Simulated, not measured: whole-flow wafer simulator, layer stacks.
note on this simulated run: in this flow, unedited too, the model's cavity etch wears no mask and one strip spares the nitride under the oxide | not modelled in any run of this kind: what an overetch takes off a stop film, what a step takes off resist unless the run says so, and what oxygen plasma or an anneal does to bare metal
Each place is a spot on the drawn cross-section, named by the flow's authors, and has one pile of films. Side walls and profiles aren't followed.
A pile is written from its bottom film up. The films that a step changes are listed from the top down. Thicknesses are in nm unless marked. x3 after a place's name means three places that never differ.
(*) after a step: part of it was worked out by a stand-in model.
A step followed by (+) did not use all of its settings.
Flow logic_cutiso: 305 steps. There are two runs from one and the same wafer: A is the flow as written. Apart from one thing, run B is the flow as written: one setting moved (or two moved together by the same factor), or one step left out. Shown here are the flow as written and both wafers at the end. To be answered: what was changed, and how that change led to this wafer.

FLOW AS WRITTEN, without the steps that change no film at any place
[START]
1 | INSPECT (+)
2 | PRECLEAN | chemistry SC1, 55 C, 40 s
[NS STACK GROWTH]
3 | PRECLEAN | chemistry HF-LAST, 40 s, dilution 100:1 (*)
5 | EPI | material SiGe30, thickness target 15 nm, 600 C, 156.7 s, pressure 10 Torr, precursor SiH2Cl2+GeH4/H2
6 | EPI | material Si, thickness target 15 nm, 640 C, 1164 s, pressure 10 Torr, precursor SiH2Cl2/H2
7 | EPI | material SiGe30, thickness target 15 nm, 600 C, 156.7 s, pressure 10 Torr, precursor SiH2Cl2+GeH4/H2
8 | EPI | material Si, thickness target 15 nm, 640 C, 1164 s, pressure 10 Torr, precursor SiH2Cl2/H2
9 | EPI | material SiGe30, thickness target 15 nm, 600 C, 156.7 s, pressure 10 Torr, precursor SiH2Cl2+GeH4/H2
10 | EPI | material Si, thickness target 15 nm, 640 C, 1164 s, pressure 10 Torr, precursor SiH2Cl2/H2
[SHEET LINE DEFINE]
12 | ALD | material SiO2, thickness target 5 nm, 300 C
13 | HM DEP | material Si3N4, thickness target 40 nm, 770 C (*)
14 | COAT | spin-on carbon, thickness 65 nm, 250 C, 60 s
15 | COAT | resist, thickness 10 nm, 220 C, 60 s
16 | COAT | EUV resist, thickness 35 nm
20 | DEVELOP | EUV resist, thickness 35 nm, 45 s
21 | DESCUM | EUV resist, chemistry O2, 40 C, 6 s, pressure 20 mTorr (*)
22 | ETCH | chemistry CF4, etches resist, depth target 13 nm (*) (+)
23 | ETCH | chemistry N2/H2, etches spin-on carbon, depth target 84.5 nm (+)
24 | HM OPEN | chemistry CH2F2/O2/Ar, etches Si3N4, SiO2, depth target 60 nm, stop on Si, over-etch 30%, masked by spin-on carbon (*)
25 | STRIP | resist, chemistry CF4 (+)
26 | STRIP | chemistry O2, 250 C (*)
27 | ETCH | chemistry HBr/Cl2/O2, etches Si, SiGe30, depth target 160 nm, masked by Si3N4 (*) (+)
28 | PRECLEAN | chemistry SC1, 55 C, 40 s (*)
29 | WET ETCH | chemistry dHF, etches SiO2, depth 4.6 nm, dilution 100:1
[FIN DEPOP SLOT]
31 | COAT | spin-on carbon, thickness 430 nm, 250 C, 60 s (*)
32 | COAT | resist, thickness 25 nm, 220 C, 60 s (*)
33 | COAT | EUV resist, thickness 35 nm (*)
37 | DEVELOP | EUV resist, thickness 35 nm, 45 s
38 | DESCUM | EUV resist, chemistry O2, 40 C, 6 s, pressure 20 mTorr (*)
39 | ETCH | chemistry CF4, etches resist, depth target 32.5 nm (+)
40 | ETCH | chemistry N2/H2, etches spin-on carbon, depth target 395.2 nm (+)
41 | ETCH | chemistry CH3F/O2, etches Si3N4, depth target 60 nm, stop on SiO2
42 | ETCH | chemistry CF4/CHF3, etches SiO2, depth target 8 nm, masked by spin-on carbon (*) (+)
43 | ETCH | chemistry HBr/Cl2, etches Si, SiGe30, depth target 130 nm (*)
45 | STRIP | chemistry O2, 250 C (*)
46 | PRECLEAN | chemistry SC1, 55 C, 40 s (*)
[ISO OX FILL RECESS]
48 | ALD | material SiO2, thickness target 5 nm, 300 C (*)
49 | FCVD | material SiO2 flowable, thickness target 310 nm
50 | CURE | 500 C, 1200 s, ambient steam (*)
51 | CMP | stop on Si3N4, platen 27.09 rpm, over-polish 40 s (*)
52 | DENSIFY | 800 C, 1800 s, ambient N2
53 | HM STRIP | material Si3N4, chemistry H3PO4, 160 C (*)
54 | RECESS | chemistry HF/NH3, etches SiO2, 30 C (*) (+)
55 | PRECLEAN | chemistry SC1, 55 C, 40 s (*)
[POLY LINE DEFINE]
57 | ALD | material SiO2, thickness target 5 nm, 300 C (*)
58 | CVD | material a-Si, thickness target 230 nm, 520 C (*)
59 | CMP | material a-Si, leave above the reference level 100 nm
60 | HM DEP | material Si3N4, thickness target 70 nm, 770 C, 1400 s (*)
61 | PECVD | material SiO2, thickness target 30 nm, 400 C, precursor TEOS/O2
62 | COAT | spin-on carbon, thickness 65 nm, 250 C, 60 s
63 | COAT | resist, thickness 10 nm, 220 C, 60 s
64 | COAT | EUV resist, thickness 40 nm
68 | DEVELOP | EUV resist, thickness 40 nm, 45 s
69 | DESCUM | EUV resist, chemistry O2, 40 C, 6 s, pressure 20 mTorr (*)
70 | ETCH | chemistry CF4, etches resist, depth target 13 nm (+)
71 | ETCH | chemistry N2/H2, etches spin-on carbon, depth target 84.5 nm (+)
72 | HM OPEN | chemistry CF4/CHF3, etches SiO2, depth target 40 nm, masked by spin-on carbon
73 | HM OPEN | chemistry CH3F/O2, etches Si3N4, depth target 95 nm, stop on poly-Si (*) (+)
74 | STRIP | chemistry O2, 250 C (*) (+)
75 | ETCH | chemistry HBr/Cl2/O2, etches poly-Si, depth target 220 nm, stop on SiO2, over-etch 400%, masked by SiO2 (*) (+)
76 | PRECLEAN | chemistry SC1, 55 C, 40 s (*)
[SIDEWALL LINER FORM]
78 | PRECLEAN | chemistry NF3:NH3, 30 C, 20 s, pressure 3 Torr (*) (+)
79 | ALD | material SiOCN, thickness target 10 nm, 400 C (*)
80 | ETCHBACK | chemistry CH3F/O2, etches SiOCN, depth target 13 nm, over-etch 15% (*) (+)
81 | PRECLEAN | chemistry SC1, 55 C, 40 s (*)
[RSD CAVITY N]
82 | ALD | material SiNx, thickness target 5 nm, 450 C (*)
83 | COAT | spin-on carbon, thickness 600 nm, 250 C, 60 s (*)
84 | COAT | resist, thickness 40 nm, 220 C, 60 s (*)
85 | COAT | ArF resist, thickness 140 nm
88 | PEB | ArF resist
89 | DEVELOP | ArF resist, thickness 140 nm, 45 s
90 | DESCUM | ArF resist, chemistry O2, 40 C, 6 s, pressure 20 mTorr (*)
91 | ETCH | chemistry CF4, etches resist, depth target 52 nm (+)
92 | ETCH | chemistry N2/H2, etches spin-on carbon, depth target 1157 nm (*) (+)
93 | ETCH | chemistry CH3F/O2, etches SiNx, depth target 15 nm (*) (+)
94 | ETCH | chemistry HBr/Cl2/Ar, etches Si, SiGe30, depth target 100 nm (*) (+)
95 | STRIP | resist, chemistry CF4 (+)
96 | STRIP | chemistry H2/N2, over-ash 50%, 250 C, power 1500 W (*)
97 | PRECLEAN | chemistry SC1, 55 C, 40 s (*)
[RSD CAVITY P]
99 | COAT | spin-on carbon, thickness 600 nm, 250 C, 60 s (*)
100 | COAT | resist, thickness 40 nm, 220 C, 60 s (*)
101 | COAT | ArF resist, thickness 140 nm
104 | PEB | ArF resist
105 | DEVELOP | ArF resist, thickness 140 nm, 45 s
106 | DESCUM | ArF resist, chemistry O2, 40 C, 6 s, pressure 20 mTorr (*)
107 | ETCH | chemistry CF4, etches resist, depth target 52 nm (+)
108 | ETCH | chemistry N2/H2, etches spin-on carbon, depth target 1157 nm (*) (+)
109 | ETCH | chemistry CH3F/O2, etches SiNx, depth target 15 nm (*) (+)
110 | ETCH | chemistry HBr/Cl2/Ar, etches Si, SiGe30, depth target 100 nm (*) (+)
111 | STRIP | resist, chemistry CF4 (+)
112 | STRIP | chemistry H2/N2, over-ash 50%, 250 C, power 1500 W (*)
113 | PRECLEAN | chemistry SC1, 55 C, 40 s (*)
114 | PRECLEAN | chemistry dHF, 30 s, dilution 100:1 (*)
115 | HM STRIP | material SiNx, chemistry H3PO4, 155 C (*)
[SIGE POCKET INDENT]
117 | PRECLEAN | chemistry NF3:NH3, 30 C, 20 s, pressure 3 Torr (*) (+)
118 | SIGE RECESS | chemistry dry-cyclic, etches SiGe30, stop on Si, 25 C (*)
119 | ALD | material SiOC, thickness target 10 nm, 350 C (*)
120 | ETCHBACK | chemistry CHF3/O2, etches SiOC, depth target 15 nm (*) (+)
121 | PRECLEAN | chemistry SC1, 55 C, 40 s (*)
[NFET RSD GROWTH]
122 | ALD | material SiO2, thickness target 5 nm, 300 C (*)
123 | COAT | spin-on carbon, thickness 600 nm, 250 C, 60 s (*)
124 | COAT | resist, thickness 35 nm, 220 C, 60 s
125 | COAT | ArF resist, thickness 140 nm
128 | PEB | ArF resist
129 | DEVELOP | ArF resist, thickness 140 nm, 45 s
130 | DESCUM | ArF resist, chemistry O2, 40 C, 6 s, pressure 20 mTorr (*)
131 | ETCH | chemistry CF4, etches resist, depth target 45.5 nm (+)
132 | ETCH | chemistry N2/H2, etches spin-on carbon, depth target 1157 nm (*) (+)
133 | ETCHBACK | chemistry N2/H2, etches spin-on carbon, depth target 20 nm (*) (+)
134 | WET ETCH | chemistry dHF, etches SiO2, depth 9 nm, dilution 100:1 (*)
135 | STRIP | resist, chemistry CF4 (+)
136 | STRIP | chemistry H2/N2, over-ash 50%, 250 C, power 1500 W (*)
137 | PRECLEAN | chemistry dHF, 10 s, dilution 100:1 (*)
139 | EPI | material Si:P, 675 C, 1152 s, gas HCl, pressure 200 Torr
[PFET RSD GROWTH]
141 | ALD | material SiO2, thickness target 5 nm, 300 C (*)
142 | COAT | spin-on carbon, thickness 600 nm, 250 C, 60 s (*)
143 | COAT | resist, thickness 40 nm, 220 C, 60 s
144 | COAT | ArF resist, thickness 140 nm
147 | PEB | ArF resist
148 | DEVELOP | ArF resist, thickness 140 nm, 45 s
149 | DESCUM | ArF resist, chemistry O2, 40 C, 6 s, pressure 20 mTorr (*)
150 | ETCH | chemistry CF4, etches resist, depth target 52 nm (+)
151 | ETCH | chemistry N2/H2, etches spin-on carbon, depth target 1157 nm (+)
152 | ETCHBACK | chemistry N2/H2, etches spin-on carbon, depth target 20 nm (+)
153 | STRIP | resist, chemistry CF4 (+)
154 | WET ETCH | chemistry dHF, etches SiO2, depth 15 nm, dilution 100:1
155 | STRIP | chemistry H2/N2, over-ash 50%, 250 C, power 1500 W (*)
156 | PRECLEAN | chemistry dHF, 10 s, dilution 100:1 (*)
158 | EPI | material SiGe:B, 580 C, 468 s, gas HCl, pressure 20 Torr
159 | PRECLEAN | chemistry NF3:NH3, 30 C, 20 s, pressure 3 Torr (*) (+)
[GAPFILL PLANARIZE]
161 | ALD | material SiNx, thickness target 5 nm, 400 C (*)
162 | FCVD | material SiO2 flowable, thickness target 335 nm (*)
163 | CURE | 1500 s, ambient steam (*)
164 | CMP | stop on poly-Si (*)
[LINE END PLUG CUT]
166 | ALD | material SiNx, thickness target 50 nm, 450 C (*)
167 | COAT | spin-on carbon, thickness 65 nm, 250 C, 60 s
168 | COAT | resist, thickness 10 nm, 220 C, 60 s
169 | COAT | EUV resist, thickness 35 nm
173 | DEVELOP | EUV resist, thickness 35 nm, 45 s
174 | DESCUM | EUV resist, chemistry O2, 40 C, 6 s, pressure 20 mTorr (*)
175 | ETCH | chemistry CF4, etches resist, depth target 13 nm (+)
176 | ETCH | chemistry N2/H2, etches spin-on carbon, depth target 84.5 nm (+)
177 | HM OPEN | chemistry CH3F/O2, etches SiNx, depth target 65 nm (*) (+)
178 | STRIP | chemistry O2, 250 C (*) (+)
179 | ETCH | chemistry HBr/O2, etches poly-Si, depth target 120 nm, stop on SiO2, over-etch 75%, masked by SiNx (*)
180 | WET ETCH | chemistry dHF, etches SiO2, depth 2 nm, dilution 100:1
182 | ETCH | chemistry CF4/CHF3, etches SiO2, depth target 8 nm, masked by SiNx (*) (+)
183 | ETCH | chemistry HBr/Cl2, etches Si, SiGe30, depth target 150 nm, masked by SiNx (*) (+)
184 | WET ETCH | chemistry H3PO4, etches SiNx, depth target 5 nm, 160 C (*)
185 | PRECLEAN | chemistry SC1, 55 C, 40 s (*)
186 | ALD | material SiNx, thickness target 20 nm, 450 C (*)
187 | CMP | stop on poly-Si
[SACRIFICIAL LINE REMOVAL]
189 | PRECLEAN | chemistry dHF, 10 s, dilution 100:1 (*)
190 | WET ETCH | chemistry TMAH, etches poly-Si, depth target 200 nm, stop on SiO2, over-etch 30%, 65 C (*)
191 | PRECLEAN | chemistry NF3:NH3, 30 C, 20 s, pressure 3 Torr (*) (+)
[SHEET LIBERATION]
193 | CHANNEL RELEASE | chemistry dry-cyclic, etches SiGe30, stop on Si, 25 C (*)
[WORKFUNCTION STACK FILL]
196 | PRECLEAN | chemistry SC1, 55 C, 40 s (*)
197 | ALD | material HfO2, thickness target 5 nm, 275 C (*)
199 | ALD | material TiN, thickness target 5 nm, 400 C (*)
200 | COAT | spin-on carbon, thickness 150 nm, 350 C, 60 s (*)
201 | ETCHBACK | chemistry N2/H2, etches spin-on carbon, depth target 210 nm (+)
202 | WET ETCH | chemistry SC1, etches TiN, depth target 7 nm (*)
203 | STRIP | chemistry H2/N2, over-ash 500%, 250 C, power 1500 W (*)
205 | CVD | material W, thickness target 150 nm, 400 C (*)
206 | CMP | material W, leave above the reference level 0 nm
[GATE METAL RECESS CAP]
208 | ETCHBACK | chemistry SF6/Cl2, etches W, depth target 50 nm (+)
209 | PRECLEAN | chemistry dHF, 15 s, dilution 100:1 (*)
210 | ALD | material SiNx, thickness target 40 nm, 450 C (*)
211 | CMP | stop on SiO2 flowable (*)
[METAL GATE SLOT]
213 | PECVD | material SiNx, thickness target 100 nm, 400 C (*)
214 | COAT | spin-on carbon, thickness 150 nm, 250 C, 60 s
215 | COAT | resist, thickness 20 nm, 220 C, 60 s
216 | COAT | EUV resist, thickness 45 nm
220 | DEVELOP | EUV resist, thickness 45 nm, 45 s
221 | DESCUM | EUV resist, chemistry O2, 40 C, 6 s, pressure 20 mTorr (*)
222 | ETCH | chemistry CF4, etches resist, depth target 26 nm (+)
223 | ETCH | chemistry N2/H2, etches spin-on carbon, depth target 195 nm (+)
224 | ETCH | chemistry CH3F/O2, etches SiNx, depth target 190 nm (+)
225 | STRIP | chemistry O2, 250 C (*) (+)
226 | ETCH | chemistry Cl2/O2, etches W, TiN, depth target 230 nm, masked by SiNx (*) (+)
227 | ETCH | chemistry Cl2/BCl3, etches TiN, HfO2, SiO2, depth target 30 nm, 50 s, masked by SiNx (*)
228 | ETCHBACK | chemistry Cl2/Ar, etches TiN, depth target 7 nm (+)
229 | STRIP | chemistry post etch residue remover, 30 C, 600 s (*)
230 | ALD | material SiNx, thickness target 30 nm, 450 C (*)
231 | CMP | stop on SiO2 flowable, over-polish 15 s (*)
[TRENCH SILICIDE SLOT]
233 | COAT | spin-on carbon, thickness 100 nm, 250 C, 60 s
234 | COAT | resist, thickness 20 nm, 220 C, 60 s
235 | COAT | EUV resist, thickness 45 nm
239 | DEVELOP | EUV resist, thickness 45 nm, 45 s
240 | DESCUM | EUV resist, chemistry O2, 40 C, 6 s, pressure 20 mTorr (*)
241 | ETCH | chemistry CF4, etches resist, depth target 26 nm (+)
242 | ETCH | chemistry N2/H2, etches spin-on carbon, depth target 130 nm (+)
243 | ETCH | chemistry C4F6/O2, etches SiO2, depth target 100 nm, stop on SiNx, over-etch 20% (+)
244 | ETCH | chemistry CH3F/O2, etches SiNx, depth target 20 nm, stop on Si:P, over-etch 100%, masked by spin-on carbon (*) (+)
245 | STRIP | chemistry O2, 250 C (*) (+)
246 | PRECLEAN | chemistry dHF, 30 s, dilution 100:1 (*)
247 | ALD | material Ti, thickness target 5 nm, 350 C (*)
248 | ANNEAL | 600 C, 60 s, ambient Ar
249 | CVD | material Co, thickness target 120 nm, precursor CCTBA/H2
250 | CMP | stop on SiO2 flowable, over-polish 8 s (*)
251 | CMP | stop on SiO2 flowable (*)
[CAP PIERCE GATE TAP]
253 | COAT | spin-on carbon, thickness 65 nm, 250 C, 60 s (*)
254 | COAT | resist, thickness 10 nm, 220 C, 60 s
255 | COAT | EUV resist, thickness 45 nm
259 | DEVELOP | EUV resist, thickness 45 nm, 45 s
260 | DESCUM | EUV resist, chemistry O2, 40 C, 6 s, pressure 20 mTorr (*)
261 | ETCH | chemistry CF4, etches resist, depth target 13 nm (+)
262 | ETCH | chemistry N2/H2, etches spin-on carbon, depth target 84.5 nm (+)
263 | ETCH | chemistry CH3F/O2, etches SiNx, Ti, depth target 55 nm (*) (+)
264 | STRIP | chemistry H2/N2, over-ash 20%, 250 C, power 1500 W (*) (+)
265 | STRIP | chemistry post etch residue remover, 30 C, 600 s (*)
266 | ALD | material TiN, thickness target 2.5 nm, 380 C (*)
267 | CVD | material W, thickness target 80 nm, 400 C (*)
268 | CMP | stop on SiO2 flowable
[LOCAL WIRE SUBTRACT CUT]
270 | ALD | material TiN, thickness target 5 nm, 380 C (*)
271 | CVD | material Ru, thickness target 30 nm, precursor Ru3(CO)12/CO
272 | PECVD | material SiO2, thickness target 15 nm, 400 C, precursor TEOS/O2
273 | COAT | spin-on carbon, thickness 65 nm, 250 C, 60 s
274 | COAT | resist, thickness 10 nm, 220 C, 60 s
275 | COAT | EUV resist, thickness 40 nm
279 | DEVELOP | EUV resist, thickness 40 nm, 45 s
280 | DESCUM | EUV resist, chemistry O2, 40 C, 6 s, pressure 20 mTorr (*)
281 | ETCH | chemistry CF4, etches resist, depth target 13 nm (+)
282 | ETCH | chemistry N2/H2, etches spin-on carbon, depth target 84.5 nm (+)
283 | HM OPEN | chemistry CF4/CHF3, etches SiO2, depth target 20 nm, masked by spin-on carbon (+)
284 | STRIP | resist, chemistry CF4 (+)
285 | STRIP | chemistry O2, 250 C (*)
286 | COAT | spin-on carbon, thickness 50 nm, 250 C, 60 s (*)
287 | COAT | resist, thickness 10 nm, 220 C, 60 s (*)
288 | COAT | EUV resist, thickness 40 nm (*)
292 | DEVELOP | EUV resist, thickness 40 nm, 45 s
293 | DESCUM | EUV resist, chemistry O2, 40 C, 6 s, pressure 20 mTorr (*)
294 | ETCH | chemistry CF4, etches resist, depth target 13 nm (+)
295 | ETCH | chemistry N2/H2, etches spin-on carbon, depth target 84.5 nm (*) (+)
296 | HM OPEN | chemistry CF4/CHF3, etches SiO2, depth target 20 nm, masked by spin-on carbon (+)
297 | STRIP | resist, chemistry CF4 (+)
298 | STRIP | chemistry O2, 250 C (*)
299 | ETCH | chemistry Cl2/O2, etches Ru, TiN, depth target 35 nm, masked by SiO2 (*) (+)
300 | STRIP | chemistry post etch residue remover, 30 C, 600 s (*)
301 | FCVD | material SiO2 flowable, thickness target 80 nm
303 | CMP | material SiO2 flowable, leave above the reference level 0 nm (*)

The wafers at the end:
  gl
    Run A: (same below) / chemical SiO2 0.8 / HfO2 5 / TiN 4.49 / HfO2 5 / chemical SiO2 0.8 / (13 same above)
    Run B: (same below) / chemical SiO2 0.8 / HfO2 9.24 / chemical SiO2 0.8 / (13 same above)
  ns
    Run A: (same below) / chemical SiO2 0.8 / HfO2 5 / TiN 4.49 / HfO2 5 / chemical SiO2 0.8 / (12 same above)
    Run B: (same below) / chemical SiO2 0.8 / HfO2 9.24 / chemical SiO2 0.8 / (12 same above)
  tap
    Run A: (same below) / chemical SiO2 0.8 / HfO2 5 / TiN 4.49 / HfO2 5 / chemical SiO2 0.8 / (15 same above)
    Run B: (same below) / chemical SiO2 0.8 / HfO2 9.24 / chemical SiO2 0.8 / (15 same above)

The reason: step 7, EPI: 101.9 s was run, while the flow as written has 156.7 s.

How this came from the change, step by step:
  7 | EPI | material SiGe30, thickness target 15 nm, 600 C, 156.7 s, pressure 10 Torr, precursor SiH2Cl2+GeH4/H2
      depop, dpovl, gfld and 19 more: A +15 SiGe30 (new film) | B +9.76 SiGe30 (new film)
  27 | ETCH | chemistry HBr/Cl2/O2, etches Si, SiGe30, depth target 160 nm, masked by Si3N4 (*) (+)
      gfld, gxf, iso, lnri: A -0.79 chemical SiO2 (all of it), -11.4 Si (all of it), -15 SiGe30 (all of it), -15 Si (all of it), -15 SiGe30 (all of it), -15 Si (all of it), -15 SiGe30 (all of it), -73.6 Si | B -0.79 chemical SiO2 (all of it), -11.4 Si (all of it), -15 SiGe30 (all of it), -15 Si (all of it), -9.76 SiGe30 (all of it), -15 Si (all of it), -15 SiGe30 (all of it), -78.9 Si
      dpovl, nsgap: A -0.79 chemical SiO2 (all of it), -11.8 Si (all of it), -15 SiGe30 (all of it), -15 Si (all of it), -15 SiGe30 (all of it), -15 Si (all of it), -15 SiGe30 (all of it), -73.2 Si | B -0.79 chemical SiO2 (all of it), -11.8 Si (all of it), -15 SiGe30 (all of it), -15 Si (all of it), -9.76 SiGe30 (all of it), -15 Si (all of it), -15 SiGe30 (all of it), -78.5 Si
      (as well as at 1 more place)
  43 | ETCH | chemistry HBr/Cl2, etches Si, SiGe30, depth target 130 nm (*)
      depop: A -14 Si (all of it), -15 SiGe30 (all of it), -15 Si (all of it), -15 SiGe30 (all of it), -15 Si (all of it), -15 SiGe30 (all of it), -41 Si | B -14 Si (all of it), -15 SiGe30 (all of it), -15 Si (all of it), -9.76 SiGe30 (all of it), -15 Si (all of it), -15 SiGe30 (all of it), -46.2 Si
  94 | ETCH | chemistry HBr/Cl2/Ar, etches Si, SiGe30, depth target 100 nm (*) (+)
      rsdn, rsdx: A -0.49 chemical SiO2 (all of it), -12.8 Si (all of it), -15 SiGe30 (all of it), -15 Si (all of it), -15 SiGe30 (all of it), -15 Si (all of it), -15 SiGe30 (all of it), -12.2 Si | B -0.49 chemical SiO2 (all of it), -12.8 Si (all of it), -15 SiGe30 (all of it), -15 Si (all of it), -9.76 SiGe30 (all of it), -15 Si (all of it), -15 SiGe30 (all of it), -17.4 Si
  110 | ETCH | chemistry HBr/Cl2/Ar, etches Si, SiGe30, depth target 100 nm (*) (+)
      rsdp, rsdw: A -0.49 chemical SiO2 (all of it), -12.8 Si (all of it), -15 SiGe30 (all of it), -15 Si (all of it), -15 SiGe30 (all of it), -15 Si (all of it), -15 SiGe30 (all of it), -12.2 Si | B -0.49 chemical SiO2 (all of it), -12.8 Si (all of it), -15 SiGe30 (all of it), -15 Si (all of it), -9.76 SiGe30 (all of it), -15 Si (all of it), -15 SiGe30 (all of it), -17.4 Si
  118 | SIGE RECESS | chemistry dry-cyclic, etches SiGe30, stop on Si, 25 C (*)
      lnr, lnrp, lnrt: A -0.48 SiOCN, -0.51 Si, +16 cavity (new film), -15 SiGe30 (all of it), -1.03 Si, +16 cavity (new film), -15 SiGe30 (all of it), -1.03 Si, +16 cavity (new film), -15 SiGe30 (all of it), -0.51 Si | B -0.48 SiOCN, -0.51 Si, +16 cavity (new film), -15 SiGe30 (all of it), -1.03 Si, +10.8 cavity (new film), -9.76 SiGe30 (all of it), -1.03 Si, +16 cavity (new film), -15 SiGe30 (all of it), -0.51 Si
  119 | ALD | material SiOC, thickness target 10 nm, 350 C (*)
      lnr, lnrp, lnrt: A +10 SiOC (new film), +16 SiOC (new film), -16 cavity (all of it), +16 SiOC (new film), -16 cavity (all of it), +16 SiOC (new film), -16 cavity (all of it) | B +10 SiOC (new film), +16 SiOC (new film), -16 cavity (all of it), +10.8 SiOC (new film), -10.8 cavity (all of it), +16 SiOC (new film), -16 cavity (all of it)
  183 | ETCH | chemistry HBr/Cl2, etches Si, SiGe30, depth target 150 nm, masked by SiNx (*) (+)
      plug: A -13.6 Si (all of it), -15 SiGe30 (all of it), -15 Si (all of it), -15 SiGe30 (all of it), -15 Si (all of it), -15 SiGe30 (all of it), -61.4 Si | B -13.6 Si (all of it), -15 SiGe30 (all of it), -15 Si (all of it), -9.76 SiGe30 (all of it), -15 Si (all of it), -15 SiGe30 (all of it), -66.7 Si
  193 | CHANNEL RELEASE | chemistry dry-cyclic, etches SiGe30, stop on Si, 25 C (*)
      gl, glp, gxn, gxp, ns, tap: A +0.8 chemical SiO2 (new film), -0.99 Si, +0.8 chemical SiO2 (new film), +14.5 cavity (new film), +0.8 chemical SiO2 (new film), -15 SiGe30 (all of it), -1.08 Si, +0.8 chemical SiO2 (new film), +14.5 cavity (new film), +0.8 chemical SiO2 (new film), -15 SiGe30 (all of it), -1.08 Si, +0.8 chemical SiO2 (new film), +14.5 cavity (new film), +0.8 chemical SiO2 (new film), -15 SiGe30 (all of it), -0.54 Si | B +0.8 chemical SiO2 (new film), -0.99 Si, +0.8 chemical SiO2 (new film), +14.5 cavity (new film), +0.8 chemical SiO2 (new film), -15 SiGe30 (all of it), -1.08 Si, +0.8 chemical SiO2 (new film), +9.24 cavity (new film), +0.8 chemical SiO2 (new film), -9.76 SiGe30 (all of it), -1.08 Si, +0.8 chemical SiO2 (new film), +14.5 cavity (new film), +0.8 chemical SiO2 (new film), -15 SiGe30 (all of it), -0.54 Si
  197 | ALD | material HfO2, thickness target 5 nm, 275 C (*)
      gl, glp, gxn, gxp, ns, tap: A +5 HfO2 (new film), +5 HfO2 (new film), -10 cavity, +5 HfO2 (new film), +5 HfO2 (new film), -10 cavity, +5 HfO2 (new film), +5 HfO2 (new film), -10 cavity, +5 HfO2 (new film) | B +5 HfO2 (new film), +5 HfO2 (new film), -10 cavity, +5 HfO2 (new film), +9.24 HfO2 (new film), -9.24 cavity (all of it), +5 HfO2 (new film), -10 cavity, +5 HfO2 (new film)
  199 | ALD | material TiN, thickness target 5 nm, 400 C (*)
      gl, glp, tap: A +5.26 TiN (new film), +4.49 TiN (new film), -4.49 cavity (all of it), +4.49 TiN (new film), -4.49 cavity (all of it), +4.49 TiN (new film), -4.49 cavity (all of it) | B +5.26 TiN (new film), +4.49 TiN (new film), -4.49 cavity (all of it), +4.49 TiN (new film), -4.49 cavity (all of it)
      gxn, gxp, ns: A +5 TiN (new film), +4.49 TiN (new film), -4.49 cavity (all of it), +4.49 TiN (new film), -4.49 cavity (all of it), +4.49 TiN (new film), -4.49 cavity (all of it) | B +5 TiN (new film), +4.49 TiN (new film), -4.49 cavity (all of it), +4.49 TiN (new film), -4.49 cavity (all of it)
With metal films that touch counted as one body, gl has 3 bodies (between them, from the top down: HfO2 5 / chemical SiO2 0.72 / Si 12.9 / chemical SiO2 0.8 / HfO2 5; HfO2 5 / chemical SiO2 0.8 / Si 13.9 / chemical SiO2 0.8 / HfO2 9.24 / chemical SiO2 0.8 / Si 13.9 / chemical SiO2 0.8 / HfO2 5); the flow as written gives 4 bodies (between them, from the top down: HfO2 5 / chemical SiO2 0.72 / Si 12.9 / chemical SiO2 0.8 / HfO2 5; HfO2 5 / chemical SiO2 0.8 / Si 13.9 / chemical SiO2 0.8 / HfO2 5; HfO2 5 / chemical SiO2 0.8 / Si 13.9 / chemical SiO2 0.8 / HfO2 5).
With metal films that touch counted as one body, ns has 3 bodies (between them, from the top down: HfO2 5 / chemical SiO2 0.72 / Si 12.9 / chemical SiO2 0.8 / HfO2 5; HfO2 5 / chemical SiO2 0.8 / Si 13.9 / chemical SiO2 0.8 / HfO2 9.24 / chemical SiO2 0.8 / Si 13.9 / chemical SiO2 0.8 / HfO2 5); the flow as written gives 4 bodies (between them, from the top down: HfO2 5 / chemical SiO2 0.72 / Si 12.9 / chemical SiO2 0.8 / HfO2 5; HfO2 5 / chemical SiO2 0.8 / Si 13.9 / chemical SiO2 0.8 / HfO2 5; HfO2 5 / chemical SiO2 0.8 / Si 13.9 / chemical SiO2 0.8 / HfO2 5).
With metal films that touch counted as one body, tap has 3 bodies (between them, from the top down: HfO2 5 / chemical SiO2 0.72 / Si 12.9 / chemical SiO2 0.8 / HfO2 5; HfO2 5 / chemical SiO2 0.8 / Si 13.9 / chemical SiO2 0.8 / HfO2 9.24 / chemical SiO2 0.8 / Si 13.9 / chemical SiO2 0.8 / HfO2 5); the flow as written gives 4 bodies (between them, from the top down: HfO2 5 / chemical SiO2 0.72 / Si 12.9 / chemical SiO2 0.8 / HfO2 5; HfO2 5 / chemical SiO2 0.8 / Si 13.9 / chemical SiO2 0.8 / HfO2 5; HfO2 5 / chemical SiO2 0.8 / Si 13.9 / chemical SiO2 0.8 / HfO2 5).
